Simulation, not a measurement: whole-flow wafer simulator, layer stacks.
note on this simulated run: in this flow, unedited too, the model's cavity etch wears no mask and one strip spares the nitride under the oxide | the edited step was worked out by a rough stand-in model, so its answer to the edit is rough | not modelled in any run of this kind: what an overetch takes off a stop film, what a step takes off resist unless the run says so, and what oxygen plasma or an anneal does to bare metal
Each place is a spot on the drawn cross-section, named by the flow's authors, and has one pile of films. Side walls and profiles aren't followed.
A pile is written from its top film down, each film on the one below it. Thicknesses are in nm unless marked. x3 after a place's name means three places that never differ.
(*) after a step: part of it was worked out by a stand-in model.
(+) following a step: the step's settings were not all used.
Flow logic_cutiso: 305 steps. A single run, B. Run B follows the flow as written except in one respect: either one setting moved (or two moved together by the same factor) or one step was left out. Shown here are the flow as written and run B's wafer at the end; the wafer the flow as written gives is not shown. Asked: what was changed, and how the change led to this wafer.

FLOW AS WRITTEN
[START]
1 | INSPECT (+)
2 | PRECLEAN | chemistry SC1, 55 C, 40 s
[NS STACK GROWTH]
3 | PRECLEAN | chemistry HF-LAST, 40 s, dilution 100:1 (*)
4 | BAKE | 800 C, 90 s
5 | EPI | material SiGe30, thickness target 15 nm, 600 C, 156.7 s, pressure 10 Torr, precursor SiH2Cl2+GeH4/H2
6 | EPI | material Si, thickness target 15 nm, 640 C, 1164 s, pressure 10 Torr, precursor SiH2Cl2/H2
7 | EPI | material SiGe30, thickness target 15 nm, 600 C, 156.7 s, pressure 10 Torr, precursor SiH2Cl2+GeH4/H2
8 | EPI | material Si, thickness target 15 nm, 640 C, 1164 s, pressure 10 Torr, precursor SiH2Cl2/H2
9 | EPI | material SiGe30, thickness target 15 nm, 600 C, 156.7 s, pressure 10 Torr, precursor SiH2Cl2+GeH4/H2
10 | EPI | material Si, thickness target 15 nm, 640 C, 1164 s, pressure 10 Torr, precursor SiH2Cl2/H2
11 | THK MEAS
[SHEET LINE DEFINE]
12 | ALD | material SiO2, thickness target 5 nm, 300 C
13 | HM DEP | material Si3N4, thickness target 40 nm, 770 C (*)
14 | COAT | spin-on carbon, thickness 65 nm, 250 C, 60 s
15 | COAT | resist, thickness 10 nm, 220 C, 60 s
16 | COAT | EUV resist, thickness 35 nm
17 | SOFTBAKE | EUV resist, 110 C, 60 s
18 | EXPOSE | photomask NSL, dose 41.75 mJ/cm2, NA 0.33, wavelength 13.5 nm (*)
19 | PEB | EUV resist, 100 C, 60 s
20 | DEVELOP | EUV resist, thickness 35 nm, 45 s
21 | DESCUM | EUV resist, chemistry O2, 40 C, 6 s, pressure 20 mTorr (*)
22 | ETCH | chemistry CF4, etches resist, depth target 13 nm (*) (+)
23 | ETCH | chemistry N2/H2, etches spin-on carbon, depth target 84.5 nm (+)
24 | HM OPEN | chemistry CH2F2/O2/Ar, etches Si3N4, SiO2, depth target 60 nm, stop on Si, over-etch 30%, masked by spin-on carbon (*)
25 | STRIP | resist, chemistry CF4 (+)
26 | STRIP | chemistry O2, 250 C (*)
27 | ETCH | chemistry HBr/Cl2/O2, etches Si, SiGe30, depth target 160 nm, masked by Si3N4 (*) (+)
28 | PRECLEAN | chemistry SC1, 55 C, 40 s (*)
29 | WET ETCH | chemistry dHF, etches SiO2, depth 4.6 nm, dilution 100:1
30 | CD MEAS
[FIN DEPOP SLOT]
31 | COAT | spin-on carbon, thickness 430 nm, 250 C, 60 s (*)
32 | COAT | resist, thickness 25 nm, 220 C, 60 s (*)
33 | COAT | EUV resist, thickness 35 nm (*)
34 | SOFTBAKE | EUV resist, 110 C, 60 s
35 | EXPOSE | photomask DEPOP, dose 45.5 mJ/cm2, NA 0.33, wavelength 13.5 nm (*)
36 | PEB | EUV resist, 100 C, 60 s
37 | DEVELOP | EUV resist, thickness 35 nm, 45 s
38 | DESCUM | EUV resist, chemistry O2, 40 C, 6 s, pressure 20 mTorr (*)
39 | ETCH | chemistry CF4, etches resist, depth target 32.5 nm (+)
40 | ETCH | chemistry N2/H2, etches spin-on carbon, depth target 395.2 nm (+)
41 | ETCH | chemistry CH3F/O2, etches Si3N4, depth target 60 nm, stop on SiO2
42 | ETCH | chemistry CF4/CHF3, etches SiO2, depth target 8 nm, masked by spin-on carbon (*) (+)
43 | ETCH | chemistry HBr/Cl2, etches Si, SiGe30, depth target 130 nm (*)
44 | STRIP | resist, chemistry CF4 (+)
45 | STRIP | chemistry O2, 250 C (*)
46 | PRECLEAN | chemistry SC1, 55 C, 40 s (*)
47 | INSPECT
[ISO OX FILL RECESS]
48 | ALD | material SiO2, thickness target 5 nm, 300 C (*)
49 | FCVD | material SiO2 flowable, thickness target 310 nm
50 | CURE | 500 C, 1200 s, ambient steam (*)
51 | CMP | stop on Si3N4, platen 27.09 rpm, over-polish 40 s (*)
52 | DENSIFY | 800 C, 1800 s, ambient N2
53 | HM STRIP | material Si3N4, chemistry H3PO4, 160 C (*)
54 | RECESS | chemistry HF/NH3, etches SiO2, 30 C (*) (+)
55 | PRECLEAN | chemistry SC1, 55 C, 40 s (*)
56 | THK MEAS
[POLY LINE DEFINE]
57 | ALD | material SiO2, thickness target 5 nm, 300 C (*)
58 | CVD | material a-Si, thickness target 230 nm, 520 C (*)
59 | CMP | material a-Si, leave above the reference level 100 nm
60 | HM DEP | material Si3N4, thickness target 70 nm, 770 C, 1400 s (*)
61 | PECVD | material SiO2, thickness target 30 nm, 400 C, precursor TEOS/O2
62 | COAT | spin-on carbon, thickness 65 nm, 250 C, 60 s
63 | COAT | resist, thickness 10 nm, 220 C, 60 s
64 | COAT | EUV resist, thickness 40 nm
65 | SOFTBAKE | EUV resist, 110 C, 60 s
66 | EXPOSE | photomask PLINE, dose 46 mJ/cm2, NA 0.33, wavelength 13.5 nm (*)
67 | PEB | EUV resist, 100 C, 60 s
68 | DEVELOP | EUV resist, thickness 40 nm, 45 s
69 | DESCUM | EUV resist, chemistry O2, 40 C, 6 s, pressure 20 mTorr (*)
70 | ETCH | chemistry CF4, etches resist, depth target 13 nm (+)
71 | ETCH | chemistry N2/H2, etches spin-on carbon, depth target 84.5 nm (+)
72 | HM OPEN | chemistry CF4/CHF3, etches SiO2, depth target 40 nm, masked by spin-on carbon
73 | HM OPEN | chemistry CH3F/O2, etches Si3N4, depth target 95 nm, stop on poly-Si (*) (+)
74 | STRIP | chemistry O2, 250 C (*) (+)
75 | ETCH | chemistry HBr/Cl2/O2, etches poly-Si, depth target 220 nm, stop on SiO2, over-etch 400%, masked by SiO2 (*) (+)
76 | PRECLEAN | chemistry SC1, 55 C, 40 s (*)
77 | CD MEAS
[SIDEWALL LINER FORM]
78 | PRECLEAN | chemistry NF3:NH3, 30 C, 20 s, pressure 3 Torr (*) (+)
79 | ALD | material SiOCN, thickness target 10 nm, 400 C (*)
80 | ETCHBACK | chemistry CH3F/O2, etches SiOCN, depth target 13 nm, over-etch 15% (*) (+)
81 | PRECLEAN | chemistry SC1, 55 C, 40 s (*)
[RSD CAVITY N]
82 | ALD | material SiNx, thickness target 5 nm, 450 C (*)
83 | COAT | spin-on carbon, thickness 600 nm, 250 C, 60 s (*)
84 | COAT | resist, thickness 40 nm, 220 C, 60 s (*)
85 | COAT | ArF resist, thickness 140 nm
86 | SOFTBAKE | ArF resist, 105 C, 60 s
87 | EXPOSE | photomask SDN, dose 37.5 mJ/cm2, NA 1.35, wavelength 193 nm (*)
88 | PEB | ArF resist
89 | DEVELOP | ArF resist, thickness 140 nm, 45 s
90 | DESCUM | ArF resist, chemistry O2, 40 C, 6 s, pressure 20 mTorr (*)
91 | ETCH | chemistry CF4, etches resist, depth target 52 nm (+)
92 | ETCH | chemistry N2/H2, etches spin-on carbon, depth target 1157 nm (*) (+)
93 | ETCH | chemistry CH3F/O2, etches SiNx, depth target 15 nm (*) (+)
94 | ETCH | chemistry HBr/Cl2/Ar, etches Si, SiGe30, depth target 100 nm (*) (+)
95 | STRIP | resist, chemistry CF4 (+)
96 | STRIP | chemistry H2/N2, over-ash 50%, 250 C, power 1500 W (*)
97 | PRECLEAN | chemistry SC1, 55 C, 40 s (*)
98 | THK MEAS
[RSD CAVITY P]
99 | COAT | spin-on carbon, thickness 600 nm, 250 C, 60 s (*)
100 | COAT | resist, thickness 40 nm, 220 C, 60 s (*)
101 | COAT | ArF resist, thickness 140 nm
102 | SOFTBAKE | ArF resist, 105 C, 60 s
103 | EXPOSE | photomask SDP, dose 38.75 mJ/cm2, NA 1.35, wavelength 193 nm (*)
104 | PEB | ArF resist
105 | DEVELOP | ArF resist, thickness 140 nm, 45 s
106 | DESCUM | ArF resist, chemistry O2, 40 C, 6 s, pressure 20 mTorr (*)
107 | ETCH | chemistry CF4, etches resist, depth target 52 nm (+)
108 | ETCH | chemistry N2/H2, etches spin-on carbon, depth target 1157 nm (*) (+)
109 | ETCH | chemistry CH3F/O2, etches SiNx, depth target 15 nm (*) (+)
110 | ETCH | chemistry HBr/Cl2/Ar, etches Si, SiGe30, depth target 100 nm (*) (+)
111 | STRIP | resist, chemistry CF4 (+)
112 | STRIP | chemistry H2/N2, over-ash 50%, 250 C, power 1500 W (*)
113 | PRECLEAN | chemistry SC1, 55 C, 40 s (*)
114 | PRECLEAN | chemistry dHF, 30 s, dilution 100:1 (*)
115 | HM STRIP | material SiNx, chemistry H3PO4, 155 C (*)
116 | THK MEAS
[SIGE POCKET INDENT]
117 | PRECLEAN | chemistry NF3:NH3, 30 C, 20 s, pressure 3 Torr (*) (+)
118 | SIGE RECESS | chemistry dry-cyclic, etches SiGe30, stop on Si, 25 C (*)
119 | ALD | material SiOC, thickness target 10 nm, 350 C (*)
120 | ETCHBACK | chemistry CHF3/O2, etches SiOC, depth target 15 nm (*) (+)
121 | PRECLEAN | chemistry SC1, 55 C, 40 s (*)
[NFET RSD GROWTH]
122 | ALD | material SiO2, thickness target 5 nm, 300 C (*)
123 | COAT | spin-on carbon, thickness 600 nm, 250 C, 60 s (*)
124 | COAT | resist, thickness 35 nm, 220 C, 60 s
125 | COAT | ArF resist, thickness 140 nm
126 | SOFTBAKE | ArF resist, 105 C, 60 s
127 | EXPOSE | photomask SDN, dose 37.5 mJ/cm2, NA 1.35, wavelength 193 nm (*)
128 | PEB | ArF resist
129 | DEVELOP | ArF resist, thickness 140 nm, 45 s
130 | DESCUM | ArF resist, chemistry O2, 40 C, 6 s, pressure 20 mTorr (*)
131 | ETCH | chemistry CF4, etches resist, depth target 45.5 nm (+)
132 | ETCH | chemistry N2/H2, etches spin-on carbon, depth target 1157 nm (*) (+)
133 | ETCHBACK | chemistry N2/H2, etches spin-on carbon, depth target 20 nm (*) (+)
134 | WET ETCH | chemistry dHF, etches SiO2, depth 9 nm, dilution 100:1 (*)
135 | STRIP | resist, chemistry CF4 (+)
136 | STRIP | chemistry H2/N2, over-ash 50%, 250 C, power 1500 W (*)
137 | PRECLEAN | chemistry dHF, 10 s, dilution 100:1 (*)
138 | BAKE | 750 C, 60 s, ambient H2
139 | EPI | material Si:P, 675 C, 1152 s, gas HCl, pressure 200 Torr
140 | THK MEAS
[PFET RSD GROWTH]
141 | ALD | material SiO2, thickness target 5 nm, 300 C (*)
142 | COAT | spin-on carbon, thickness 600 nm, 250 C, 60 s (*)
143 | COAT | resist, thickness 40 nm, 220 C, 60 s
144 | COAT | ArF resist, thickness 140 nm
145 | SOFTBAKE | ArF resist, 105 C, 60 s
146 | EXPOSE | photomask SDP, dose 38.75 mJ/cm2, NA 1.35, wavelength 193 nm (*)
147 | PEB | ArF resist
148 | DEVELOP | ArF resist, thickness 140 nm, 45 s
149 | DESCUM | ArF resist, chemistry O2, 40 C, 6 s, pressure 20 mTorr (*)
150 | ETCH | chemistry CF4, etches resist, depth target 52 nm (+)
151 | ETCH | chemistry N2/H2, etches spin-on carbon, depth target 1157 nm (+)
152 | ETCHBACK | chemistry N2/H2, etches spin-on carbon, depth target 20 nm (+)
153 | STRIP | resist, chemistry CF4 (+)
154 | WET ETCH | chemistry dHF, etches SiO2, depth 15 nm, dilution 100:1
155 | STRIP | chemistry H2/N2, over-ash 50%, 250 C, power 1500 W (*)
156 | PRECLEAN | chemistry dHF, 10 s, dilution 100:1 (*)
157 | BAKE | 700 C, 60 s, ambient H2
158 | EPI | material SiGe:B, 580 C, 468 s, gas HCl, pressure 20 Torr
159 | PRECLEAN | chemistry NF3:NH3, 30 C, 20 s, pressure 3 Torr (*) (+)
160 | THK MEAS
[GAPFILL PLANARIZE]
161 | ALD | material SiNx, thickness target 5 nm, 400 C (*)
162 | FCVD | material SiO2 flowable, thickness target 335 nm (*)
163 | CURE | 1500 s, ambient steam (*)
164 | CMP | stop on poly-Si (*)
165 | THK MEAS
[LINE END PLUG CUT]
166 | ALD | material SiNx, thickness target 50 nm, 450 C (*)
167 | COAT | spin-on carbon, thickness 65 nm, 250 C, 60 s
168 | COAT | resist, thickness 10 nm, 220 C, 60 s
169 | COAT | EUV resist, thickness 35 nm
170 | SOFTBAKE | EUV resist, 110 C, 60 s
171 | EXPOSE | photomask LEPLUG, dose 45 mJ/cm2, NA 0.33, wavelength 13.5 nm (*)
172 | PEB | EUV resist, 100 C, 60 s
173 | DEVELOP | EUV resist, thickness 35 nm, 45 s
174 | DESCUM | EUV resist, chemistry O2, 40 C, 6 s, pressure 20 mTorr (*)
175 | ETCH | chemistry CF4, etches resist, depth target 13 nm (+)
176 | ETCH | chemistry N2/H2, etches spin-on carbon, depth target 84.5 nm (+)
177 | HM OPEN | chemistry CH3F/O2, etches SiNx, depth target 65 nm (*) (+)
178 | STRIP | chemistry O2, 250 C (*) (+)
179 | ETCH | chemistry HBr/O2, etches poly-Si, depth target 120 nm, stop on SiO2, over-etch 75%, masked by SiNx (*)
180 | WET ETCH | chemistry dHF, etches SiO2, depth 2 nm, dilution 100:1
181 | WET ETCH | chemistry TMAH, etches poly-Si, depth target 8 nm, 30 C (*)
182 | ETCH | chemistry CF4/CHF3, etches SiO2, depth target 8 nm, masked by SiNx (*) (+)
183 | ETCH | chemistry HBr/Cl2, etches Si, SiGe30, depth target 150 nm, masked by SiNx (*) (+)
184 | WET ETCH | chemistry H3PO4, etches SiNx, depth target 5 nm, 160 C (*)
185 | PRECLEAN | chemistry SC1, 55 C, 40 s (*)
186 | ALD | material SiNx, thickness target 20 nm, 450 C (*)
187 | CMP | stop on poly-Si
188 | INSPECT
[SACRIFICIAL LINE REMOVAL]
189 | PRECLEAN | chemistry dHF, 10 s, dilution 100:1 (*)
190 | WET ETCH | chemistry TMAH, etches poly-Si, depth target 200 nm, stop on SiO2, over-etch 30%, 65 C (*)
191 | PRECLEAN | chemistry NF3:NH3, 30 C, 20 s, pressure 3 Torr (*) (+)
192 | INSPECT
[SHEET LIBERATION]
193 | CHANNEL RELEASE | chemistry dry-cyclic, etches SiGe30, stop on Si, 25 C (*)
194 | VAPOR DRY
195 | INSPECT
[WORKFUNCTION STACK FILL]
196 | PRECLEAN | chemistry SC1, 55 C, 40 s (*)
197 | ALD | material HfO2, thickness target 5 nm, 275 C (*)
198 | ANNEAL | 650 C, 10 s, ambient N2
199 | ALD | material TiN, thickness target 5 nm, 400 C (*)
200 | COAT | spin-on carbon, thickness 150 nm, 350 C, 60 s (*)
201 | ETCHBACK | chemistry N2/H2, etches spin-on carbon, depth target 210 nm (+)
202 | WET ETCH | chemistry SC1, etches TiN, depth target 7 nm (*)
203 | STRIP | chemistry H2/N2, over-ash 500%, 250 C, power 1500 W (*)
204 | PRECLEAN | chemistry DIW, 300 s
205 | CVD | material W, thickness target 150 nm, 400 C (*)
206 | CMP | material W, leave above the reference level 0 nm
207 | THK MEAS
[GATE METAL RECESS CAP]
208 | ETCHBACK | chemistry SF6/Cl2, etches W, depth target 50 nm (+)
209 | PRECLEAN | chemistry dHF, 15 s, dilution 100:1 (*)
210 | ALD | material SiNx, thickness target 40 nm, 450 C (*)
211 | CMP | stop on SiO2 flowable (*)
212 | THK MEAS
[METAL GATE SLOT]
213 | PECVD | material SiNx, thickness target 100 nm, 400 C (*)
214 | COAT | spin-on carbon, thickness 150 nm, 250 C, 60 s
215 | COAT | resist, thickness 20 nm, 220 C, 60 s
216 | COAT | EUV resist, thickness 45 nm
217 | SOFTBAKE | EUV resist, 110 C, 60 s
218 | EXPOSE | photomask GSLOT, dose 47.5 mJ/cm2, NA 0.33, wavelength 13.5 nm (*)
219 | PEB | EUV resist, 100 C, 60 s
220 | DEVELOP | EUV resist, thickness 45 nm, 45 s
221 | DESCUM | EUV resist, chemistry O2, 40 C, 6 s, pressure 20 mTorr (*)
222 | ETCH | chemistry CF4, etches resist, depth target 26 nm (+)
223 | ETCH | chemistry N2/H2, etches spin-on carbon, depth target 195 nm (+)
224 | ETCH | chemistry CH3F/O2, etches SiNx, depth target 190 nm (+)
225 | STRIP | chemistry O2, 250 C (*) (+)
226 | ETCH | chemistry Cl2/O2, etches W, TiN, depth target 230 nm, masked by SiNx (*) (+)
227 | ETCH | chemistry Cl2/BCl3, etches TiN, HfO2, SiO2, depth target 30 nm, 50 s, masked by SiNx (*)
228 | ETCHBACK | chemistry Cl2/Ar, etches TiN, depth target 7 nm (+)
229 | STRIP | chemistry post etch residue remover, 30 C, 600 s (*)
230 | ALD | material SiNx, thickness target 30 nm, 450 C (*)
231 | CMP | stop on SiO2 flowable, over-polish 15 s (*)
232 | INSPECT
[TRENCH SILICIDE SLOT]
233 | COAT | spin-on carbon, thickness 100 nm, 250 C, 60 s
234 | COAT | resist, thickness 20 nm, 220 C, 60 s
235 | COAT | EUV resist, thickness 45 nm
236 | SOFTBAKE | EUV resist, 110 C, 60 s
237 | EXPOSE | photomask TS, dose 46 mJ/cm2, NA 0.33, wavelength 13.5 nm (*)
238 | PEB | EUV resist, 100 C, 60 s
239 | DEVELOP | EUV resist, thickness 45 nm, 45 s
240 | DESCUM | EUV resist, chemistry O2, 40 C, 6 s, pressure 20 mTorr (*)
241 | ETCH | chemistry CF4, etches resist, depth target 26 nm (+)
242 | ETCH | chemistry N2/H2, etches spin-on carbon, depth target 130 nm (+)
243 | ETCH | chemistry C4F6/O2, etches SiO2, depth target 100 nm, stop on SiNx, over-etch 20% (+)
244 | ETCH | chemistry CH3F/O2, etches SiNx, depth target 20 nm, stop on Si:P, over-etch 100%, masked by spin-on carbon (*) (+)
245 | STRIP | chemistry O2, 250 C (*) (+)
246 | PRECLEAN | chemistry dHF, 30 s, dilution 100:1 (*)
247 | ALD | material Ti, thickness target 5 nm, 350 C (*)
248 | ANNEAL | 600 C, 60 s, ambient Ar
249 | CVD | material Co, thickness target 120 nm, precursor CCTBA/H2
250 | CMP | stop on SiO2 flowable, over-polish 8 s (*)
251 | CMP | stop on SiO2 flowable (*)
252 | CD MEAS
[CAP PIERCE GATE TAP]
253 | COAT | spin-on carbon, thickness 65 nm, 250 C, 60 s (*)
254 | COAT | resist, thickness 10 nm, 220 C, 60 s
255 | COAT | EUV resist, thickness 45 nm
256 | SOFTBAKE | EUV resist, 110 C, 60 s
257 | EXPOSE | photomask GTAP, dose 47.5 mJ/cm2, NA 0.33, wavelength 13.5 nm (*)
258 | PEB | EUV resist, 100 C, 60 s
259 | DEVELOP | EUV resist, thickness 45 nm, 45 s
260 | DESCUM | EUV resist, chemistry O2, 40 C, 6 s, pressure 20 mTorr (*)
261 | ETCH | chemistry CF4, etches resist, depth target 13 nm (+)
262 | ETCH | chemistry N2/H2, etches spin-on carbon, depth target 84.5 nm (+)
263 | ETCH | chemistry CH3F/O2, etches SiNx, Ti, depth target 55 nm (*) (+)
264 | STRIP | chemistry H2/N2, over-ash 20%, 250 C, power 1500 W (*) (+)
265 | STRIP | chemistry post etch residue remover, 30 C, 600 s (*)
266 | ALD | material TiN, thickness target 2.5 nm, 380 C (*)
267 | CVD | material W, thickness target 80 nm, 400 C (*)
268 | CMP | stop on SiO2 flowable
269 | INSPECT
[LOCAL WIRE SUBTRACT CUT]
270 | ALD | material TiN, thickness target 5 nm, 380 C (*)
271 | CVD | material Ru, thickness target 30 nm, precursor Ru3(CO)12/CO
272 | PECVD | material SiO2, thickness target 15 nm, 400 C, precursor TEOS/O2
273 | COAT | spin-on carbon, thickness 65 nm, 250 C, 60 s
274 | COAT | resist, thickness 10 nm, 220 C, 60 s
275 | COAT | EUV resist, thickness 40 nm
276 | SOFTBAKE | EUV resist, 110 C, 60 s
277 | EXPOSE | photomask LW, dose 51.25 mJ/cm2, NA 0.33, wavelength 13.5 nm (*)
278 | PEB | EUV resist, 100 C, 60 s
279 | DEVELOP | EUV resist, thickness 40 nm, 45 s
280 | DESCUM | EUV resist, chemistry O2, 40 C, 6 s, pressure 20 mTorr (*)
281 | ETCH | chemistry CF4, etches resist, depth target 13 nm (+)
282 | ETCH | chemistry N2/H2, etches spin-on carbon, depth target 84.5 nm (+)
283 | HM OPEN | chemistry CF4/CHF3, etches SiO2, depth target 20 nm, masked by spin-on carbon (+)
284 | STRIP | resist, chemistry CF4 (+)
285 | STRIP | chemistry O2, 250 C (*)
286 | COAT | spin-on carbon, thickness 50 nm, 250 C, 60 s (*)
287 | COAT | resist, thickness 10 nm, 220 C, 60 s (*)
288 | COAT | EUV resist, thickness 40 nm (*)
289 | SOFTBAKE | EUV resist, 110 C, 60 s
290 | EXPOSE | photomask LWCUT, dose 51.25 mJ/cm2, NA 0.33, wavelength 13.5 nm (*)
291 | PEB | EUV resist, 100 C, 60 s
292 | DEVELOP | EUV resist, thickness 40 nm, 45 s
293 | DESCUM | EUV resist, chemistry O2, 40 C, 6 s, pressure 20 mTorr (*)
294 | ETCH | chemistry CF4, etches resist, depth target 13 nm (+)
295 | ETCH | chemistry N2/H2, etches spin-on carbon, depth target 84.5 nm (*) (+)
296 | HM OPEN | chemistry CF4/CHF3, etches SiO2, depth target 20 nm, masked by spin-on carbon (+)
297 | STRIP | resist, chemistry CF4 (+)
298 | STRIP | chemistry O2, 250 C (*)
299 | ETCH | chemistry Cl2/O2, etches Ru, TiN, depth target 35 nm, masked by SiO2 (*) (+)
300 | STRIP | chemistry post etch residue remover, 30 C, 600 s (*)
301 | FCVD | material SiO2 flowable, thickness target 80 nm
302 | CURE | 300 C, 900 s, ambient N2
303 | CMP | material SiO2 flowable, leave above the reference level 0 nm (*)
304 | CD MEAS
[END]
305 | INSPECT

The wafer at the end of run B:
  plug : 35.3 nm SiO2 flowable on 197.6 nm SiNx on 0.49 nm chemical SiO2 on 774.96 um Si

Cause: step 183, ETCH: depth target 127.5 nm was run, though the flow has depth target 150 nm.

How this came from the change, step by step:
  183 | ETCH | chemistry HBr/Cl2, etches Si, SiGe30, depth target 150 nm, masked by SiNx (*) (+)
      depop, dpovl, gfld and 18 more: -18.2 SiNx (as written it would have been: -21.4 SiNx)
      plug: -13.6 Si (all of it), -15 SiGe30 (all of it), -15 Si (all of it), -15 SiGe30 (all of it), -15 Si (all of it), -15 SiGe30 (all of it), -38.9 Si (as written it would have been: -13.6 Si (all of it), -15 SiGe30 (all of it), -15 Si (all of it), -15 SiGe30 (all of it), -15 Si (all of it), -15 SiGe30 (all of it), -61.4 Si)
  186 | ALD | material SiNx, thickness target 20 nm, 450 C (*)
      plug: +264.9 SiNx (new film) (as written it would have been: +284.2 SiNx (new film))
  187 | CMP | stop on poly-Si
      depop, dpovl, gfld and 18 more: -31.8 SiNx (all of it) (as written it would have been: -28.6 SiNx (all of it))
      plug: -31.8 SiNx (as written it would have been: -28.6 SiNx)
